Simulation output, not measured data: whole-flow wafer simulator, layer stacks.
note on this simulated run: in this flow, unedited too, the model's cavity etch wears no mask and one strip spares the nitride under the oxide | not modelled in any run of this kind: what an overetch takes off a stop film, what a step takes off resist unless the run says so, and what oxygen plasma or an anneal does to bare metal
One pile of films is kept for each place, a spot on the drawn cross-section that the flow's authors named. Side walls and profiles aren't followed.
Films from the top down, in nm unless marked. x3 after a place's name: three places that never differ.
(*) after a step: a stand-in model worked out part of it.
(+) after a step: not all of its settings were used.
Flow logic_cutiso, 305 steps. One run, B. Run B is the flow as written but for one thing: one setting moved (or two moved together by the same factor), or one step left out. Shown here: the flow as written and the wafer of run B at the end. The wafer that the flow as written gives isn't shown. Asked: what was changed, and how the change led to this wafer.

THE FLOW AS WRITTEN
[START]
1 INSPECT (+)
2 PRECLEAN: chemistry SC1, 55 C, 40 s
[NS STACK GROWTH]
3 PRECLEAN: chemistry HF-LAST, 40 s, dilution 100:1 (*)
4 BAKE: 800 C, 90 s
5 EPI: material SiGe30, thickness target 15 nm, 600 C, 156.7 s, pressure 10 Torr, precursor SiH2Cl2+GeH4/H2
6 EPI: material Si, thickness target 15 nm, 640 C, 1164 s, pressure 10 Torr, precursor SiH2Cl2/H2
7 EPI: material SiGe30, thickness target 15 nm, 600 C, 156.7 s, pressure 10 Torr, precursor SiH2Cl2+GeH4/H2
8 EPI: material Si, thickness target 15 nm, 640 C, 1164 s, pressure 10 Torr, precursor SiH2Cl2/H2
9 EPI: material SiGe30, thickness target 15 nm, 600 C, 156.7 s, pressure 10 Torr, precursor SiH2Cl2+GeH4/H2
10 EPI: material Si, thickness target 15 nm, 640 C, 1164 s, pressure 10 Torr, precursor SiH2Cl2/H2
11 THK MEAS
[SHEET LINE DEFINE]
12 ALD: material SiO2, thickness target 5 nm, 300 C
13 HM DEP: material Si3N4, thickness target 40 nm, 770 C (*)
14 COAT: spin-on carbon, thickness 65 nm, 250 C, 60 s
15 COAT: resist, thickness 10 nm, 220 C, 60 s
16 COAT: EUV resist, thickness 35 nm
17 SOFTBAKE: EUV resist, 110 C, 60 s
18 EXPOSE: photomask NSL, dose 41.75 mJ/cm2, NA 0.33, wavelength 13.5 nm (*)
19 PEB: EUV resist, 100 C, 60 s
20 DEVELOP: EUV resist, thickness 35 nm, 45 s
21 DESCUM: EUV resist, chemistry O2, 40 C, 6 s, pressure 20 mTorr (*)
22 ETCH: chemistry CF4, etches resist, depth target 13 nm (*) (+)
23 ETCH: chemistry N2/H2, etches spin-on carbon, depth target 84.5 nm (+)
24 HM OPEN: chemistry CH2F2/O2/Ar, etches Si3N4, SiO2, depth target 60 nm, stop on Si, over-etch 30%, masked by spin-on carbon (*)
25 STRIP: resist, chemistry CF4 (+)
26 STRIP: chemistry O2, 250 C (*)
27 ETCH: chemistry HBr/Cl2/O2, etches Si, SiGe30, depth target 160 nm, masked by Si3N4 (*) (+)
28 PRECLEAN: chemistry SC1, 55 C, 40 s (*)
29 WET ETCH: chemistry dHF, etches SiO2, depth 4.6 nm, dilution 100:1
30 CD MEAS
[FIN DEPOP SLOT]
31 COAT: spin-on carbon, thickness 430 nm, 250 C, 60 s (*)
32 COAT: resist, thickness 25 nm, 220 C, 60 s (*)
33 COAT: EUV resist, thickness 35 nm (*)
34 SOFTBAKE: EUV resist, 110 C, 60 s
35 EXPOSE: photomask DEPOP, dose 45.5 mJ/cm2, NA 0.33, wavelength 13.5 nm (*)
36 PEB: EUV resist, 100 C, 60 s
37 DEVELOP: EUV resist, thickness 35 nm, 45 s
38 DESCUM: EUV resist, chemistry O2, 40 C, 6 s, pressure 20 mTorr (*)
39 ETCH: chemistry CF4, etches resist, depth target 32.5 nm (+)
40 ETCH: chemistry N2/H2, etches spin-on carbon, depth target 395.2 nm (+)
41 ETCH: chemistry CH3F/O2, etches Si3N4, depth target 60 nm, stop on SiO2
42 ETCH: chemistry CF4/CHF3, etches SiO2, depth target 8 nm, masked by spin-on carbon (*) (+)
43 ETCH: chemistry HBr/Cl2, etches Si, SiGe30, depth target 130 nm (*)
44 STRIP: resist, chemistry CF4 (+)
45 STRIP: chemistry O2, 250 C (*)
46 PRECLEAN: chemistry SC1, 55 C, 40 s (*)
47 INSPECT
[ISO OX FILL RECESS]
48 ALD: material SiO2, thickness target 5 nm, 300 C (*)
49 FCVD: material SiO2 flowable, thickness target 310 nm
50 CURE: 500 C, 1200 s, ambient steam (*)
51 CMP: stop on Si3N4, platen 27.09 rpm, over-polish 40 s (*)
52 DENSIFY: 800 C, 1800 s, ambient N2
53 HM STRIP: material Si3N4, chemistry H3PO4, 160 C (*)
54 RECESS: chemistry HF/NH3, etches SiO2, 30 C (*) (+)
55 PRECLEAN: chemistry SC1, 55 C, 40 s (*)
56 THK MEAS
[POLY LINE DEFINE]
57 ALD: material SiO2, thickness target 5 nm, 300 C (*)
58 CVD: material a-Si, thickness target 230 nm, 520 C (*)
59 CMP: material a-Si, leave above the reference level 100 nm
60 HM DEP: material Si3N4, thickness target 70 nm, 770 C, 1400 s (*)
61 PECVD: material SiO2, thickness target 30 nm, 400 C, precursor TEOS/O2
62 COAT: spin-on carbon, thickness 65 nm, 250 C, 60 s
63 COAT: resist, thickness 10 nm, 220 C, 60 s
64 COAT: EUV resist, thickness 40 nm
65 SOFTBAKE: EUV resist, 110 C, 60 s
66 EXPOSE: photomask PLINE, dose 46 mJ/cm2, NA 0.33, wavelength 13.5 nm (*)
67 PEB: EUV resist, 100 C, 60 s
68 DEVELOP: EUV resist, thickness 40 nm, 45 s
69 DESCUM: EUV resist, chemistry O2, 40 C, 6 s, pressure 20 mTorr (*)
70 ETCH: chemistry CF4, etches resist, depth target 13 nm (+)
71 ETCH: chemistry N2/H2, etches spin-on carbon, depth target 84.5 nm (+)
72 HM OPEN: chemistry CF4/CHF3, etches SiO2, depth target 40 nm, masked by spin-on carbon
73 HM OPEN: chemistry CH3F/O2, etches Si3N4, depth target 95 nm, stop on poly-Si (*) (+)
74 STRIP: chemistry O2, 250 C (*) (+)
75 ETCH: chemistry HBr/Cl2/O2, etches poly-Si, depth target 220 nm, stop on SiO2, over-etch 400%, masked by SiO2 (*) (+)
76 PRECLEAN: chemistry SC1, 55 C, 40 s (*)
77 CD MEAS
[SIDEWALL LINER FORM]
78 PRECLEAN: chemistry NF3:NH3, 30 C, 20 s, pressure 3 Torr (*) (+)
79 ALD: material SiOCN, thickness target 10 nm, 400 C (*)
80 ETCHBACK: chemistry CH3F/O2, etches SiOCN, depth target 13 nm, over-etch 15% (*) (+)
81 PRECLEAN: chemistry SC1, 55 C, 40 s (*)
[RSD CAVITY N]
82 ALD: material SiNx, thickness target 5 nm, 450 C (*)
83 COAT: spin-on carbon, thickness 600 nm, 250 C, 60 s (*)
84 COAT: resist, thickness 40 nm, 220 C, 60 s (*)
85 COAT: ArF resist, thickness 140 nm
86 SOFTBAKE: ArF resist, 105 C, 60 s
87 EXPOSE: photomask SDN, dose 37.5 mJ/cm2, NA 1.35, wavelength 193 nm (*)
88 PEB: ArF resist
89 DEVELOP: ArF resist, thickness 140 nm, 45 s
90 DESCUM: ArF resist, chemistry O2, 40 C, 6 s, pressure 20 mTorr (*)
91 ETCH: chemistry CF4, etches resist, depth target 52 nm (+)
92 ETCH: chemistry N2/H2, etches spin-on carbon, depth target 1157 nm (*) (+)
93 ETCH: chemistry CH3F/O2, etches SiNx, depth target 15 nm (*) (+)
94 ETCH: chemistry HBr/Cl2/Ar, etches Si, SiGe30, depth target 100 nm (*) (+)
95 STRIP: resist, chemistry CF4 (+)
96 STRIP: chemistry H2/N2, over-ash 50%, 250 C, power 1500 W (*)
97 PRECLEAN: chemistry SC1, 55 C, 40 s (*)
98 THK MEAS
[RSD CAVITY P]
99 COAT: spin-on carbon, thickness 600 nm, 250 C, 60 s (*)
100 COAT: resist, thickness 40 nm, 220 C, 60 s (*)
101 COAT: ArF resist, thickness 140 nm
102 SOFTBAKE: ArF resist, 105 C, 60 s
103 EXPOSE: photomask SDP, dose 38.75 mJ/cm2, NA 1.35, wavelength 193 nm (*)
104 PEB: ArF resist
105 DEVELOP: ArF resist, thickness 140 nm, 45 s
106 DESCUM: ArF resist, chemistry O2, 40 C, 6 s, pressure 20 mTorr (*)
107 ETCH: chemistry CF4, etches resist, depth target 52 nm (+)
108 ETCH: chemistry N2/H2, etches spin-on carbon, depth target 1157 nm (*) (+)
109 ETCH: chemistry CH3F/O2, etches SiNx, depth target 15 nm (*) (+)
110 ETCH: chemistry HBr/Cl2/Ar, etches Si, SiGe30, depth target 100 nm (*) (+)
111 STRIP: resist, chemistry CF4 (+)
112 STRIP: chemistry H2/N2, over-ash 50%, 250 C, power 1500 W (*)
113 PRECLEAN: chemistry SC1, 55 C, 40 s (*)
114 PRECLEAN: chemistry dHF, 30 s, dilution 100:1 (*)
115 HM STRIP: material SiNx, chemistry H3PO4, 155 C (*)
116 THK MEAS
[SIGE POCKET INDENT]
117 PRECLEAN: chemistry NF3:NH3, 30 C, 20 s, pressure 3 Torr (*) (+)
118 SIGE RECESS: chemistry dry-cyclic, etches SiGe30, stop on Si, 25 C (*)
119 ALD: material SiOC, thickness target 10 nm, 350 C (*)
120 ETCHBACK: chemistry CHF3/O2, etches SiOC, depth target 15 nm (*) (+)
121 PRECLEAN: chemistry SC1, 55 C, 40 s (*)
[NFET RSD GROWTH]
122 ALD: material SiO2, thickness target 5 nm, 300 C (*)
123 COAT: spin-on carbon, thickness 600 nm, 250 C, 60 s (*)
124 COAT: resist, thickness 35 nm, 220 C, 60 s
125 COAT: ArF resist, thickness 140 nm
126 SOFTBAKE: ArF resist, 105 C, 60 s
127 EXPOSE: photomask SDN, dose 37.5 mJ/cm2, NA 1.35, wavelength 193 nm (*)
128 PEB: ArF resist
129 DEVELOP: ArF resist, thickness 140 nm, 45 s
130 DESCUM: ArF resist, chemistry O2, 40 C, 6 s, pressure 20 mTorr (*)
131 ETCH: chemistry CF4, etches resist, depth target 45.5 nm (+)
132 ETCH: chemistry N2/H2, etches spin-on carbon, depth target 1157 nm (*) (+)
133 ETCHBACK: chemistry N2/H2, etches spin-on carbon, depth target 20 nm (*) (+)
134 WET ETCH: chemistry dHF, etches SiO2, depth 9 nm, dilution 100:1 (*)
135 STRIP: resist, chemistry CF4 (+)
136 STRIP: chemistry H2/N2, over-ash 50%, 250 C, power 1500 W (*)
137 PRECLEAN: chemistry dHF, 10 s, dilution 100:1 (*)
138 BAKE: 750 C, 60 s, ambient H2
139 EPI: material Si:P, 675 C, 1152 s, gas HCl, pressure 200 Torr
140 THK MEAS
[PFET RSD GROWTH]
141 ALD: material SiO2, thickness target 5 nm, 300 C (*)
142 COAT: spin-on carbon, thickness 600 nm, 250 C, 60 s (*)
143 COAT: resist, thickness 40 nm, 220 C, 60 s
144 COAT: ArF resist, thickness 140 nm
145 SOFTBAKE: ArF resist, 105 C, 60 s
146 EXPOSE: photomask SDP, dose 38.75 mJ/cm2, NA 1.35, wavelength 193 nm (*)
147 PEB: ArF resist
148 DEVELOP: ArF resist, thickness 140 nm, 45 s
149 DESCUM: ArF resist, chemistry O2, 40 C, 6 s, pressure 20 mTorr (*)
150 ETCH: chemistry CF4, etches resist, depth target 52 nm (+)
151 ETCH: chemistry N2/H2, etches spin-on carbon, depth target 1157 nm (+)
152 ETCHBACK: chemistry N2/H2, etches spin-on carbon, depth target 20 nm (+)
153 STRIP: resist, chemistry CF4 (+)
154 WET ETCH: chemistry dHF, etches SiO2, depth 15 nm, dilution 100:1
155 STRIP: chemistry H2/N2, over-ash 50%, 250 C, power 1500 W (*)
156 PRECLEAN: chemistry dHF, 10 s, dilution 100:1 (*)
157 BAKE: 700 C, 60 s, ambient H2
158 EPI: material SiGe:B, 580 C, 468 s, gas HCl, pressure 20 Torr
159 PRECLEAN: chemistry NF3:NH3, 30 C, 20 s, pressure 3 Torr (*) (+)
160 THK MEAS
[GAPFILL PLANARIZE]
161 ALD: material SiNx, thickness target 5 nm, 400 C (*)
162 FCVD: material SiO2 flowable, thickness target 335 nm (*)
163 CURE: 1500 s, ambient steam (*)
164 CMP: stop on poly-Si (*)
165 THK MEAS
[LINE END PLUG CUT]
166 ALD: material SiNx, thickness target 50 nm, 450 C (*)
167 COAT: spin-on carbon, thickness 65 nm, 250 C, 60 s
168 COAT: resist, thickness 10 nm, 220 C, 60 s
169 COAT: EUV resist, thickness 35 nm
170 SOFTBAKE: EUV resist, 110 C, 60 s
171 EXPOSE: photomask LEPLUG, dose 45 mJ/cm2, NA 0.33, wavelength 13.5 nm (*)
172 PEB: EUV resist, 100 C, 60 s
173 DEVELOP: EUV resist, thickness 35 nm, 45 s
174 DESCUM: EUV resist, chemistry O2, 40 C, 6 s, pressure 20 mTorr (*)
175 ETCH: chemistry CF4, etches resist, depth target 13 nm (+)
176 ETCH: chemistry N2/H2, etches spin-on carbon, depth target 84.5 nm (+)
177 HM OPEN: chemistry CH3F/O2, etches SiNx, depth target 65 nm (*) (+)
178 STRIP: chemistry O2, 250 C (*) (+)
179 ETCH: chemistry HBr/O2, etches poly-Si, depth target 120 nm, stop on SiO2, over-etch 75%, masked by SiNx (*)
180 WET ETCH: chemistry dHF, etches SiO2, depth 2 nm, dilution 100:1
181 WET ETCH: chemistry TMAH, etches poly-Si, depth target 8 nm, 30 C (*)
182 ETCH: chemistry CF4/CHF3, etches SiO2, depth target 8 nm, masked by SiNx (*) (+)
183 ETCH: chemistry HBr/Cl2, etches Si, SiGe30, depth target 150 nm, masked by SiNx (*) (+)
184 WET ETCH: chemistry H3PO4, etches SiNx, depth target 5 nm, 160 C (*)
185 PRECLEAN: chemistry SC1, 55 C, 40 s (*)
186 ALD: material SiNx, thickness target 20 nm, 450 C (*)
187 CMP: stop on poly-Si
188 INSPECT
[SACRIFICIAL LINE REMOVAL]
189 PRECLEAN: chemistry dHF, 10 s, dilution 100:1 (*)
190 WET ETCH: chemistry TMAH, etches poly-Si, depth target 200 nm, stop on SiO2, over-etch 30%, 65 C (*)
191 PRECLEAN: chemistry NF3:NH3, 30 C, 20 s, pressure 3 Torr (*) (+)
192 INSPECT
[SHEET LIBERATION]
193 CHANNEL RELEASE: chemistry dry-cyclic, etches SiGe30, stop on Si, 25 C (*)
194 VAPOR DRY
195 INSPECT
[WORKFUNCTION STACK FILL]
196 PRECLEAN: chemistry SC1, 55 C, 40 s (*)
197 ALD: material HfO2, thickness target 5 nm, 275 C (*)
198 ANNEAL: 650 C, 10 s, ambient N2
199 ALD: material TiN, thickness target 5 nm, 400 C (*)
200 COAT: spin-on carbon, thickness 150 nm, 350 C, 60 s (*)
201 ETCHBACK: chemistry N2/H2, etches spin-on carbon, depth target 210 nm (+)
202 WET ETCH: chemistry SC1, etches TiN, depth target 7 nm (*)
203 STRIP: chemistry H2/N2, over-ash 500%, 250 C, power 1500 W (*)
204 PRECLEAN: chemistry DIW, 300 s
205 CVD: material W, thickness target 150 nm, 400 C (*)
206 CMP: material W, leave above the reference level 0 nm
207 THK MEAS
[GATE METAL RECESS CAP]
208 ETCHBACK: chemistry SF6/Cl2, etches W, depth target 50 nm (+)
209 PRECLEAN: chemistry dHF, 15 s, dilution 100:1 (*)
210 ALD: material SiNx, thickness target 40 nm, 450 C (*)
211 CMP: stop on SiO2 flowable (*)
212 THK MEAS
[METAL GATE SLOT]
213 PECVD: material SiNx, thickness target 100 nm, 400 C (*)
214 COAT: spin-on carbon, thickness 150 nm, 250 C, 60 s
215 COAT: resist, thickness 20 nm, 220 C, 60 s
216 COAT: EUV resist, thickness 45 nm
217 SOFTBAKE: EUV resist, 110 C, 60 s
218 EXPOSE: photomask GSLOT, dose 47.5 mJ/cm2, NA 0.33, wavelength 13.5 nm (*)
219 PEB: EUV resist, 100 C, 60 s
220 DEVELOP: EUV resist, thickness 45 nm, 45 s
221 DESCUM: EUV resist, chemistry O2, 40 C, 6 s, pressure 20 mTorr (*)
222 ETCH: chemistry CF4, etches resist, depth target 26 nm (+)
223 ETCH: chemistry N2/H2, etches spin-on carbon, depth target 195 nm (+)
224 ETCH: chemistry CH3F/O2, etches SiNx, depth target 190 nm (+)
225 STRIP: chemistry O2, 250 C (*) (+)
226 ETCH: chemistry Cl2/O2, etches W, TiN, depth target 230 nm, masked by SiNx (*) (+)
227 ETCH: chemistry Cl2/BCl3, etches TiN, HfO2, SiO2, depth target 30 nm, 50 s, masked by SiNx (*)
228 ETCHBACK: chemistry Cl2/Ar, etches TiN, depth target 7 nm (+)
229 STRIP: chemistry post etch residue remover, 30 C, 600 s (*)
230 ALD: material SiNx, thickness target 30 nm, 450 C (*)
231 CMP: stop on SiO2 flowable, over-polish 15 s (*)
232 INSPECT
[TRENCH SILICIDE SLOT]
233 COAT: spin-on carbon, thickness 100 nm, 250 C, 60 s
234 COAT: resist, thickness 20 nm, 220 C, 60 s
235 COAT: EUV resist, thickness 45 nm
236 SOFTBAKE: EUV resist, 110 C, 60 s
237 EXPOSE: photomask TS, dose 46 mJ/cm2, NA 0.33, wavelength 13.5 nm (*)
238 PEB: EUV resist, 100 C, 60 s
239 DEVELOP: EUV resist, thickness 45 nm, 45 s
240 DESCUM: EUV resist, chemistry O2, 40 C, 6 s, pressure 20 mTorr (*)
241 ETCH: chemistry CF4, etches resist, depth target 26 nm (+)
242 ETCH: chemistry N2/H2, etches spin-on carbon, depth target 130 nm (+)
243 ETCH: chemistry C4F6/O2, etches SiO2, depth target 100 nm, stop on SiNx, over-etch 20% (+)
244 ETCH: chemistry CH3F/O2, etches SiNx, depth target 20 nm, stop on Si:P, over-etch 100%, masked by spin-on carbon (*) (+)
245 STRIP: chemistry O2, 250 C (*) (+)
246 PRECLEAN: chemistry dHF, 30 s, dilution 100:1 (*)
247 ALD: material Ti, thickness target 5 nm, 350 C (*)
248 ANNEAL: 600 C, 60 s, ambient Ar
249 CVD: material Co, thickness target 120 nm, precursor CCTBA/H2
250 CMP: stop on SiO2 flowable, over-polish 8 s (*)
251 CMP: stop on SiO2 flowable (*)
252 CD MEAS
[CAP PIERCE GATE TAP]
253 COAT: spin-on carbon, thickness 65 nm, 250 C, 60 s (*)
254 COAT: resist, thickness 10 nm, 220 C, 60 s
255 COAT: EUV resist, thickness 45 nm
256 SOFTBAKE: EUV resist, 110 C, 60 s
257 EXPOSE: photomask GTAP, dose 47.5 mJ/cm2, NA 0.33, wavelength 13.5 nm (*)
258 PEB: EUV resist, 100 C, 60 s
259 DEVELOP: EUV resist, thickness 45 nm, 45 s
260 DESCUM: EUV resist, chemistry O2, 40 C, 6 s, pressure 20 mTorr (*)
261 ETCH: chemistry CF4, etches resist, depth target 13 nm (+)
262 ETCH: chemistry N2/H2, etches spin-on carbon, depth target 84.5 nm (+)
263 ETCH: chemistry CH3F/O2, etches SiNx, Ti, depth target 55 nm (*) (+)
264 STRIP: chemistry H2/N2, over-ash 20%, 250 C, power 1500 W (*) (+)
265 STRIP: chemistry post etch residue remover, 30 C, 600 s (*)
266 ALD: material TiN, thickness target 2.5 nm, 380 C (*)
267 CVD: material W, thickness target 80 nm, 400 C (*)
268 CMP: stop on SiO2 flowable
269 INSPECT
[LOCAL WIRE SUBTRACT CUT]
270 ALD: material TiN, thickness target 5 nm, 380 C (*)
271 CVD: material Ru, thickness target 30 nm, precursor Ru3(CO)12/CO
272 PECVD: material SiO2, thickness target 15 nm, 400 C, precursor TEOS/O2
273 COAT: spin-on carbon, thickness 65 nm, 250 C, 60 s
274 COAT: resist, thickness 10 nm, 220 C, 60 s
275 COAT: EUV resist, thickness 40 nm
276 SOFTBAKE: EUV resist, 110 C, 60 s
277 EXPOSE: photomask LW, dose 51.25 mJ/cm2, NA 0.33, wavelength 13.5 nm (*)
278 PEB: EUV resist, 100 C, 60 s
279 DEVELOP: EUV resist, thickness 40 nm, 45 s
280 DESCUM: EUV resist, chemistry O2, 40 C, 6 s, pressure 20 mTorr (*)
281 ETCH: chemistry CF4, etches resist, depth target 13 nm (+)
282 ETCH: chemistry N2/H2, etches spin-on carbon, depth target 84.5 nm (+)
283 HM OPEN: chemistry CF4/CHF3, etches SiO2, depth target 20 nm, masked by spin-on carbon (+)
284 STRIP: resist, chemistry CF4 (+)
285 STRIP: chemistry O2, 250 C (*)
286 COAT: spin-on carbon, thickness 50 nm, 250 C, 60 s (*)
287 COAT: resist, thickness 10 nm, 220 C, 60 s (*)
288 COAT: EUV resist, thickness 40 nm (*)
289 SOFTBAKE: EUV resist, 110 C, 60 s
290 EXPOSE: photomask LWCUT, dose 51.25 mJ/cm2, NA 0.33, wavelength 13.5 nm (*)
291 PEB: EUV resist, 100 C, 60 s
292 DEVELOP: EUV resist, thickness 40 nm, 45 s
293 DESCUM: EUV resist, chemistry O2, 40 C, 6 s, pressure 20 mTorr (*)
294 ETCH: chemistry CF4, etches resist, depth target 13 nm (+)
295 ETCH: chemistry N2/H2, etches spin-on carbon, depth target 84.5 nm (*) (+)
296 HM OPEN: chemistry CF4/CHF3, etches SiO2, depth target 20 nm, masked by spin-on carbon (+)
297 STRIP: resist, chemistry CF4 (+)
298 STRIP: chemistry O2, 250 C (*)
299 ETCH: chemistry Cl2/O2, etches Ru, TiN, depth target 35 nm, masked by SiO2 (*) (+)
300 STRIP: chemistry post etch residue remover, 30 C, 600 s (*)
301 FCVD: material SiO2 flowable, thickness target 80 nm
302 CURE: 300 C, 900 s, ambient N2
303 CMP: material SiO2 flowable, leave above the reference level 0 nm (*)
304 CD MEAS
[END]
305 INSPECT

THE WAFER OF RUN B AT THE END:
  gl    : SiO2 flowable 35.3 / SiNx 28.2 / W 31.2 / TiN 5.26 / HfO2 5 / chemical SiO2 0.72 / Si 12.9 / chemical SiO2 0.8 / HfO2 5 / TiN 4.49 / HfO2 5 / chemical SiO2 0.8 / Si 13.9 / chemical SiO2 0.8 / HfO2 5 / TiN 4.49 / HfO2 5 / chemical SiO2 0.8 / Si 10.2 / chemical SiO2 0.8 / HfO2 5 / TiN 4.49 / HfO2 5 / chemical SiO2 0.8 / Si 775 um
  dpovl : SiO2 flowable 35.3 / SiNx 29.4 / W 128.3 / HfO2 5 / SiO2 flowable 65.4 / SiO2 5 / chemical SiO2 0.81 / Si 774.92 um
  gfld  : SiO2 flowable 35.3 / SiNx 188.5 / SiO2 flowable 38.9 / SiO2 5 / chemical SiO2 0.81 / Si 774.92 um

The cause: step 6, EPI: 873.3 s was run, where the flow has 1164 s.

How the change led to this, step by step:
  6 EPI: material Si, thickness target 15 nm, 640 C, 1164 s, pressure 10 Torr, precursor SiH2Cl2/H2
      depop, dpovl, gfld and 19 more: Si +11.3 (new film) (as written it would be: Si +15 (new film))
  27 ETCH: chemistry HBr/Cl2/O2, etches Si, SiGe30, depth target 160 nm, masked by Si3N4 (*) (+)
      gfld, gxf, iso, lnri: chemical SiO2 -0.79 (all of it), Si -11.4 (all of it), SiGe30 -15 (all of it), Si -15 (all of it), SiGe30 -15 (all of it), Si -11.3 (all of it), SiGe30 -15 (all of it), Si -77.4 (as written it would be: chemical SiO2 -0.79 (all of it), Si -11.4 (all of it), SiGe30 -15 (all of it), Si -15 (all of it), SiGe30 -15 (all of it), Si -15 (all of it), SiGe30 -15 (all of it), Si -73.6)
      dpovl, nsgap: chemical SiO2 -0.79 (all of it), Si -11.8 (all of it), SiGe30 -15 (all of it), Si -15 (all of it), SiGe30 -15 (all of it), Si -11.3 (all of it), SiGe30 -15 (all of it), Si -77 (as written it would be: chemical SiO2 -0.79 (all of it), Si -11.8 (all of it), SiGe30 -15 (all of it), Si -15 (all of it), SiGe30 -15 (all of it), Si -15 (all of it), SiGe30 -15 (all of it), Si -73.2)
      (and at 1 more place)
  43 ETCH: chemistry HBr/Cl2, etches Si, SiGe30, depth target 130 nm (*)
      depop: Si -14 (all of it), SiGe30 -15 (all of it), Si -15 (all of it), SiGe30 -15 (all of it), Si -11.3 (all of it), SiGe30 -15 (all of it), Si -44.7 (as written it would be: Si -14 (all of it), SiGe30 -15 (all of it), Si -15 (all of it), SiGe30 -15 (all of it), Si -15 (all of it), SiGe30 -15 (all of it), Si -41)
  94 ETCH: chemistry HBr/Cl2/Ar, etches Si, SiGe30, depth target 100 nm (*) (+)
      rsdn, rsdx: chemical SiO2 -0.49 (all of it), Si -12.8 (all of it), SiGe30 -15 (all of it), Si -15 (all of it), SiGe30 -15 (all of it), Si -11.3 (all of it), SiGe30 -15 (all of it), Si -15.9 (as written it would be: chemical SiO2 -0.49 (all of it), Si -12.8 (all of it), SiGe30 -15 (all of it), Si -15 (all of it), SiGe30 -15 (all of it), Si -15 (all of it), SiGe30 -15 (all of it), Si -12.2)
  110 ETCH: chemistry HBr/Cl2/Ar, etches Si, SiGe30, depth target 100 nm (*) (+)
      rsdp, rsdw: chemical SiO2 -0.49 (all of it), Si -12.8 (all of it), SiGe30 -15 (all of it), Si -15 (all of it), SiGe30 -15 (all of it), Si -11.3 (all of it), SiGe30 -15 (all of it), Si -15.9 (as written it would be: chemical SiO2 -0.49 (all of it), Si -12.8 (all of it), SiGe30 -15 (all of it), Si -15 (all of it), SiGe30 -15 (all of it), Si -15 (all of it), SiGe30 -15 (all of it), Si -12.2)
  183 ETCH: chemistry HBr/Cl2, etches Si, SiGe30, depth target 150 nm, masked by SiNx (*) (+)
      plug: Si -13.6 (all of it), SiGe30 -15 (all of it), Si -15 (all of it), SiGe30 -15 (all of it), Si -11.3 (all of it), SiGe30 -15 (all of it), Si -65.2 (as written it would be: Si -13.6 (all of it), SiGe30 -15 (all of it), Si -15 (all of it), SiGe30 -15 (all of it), Si -15 (all of it), SiGe30 -15 (all of it), Si -61.4)
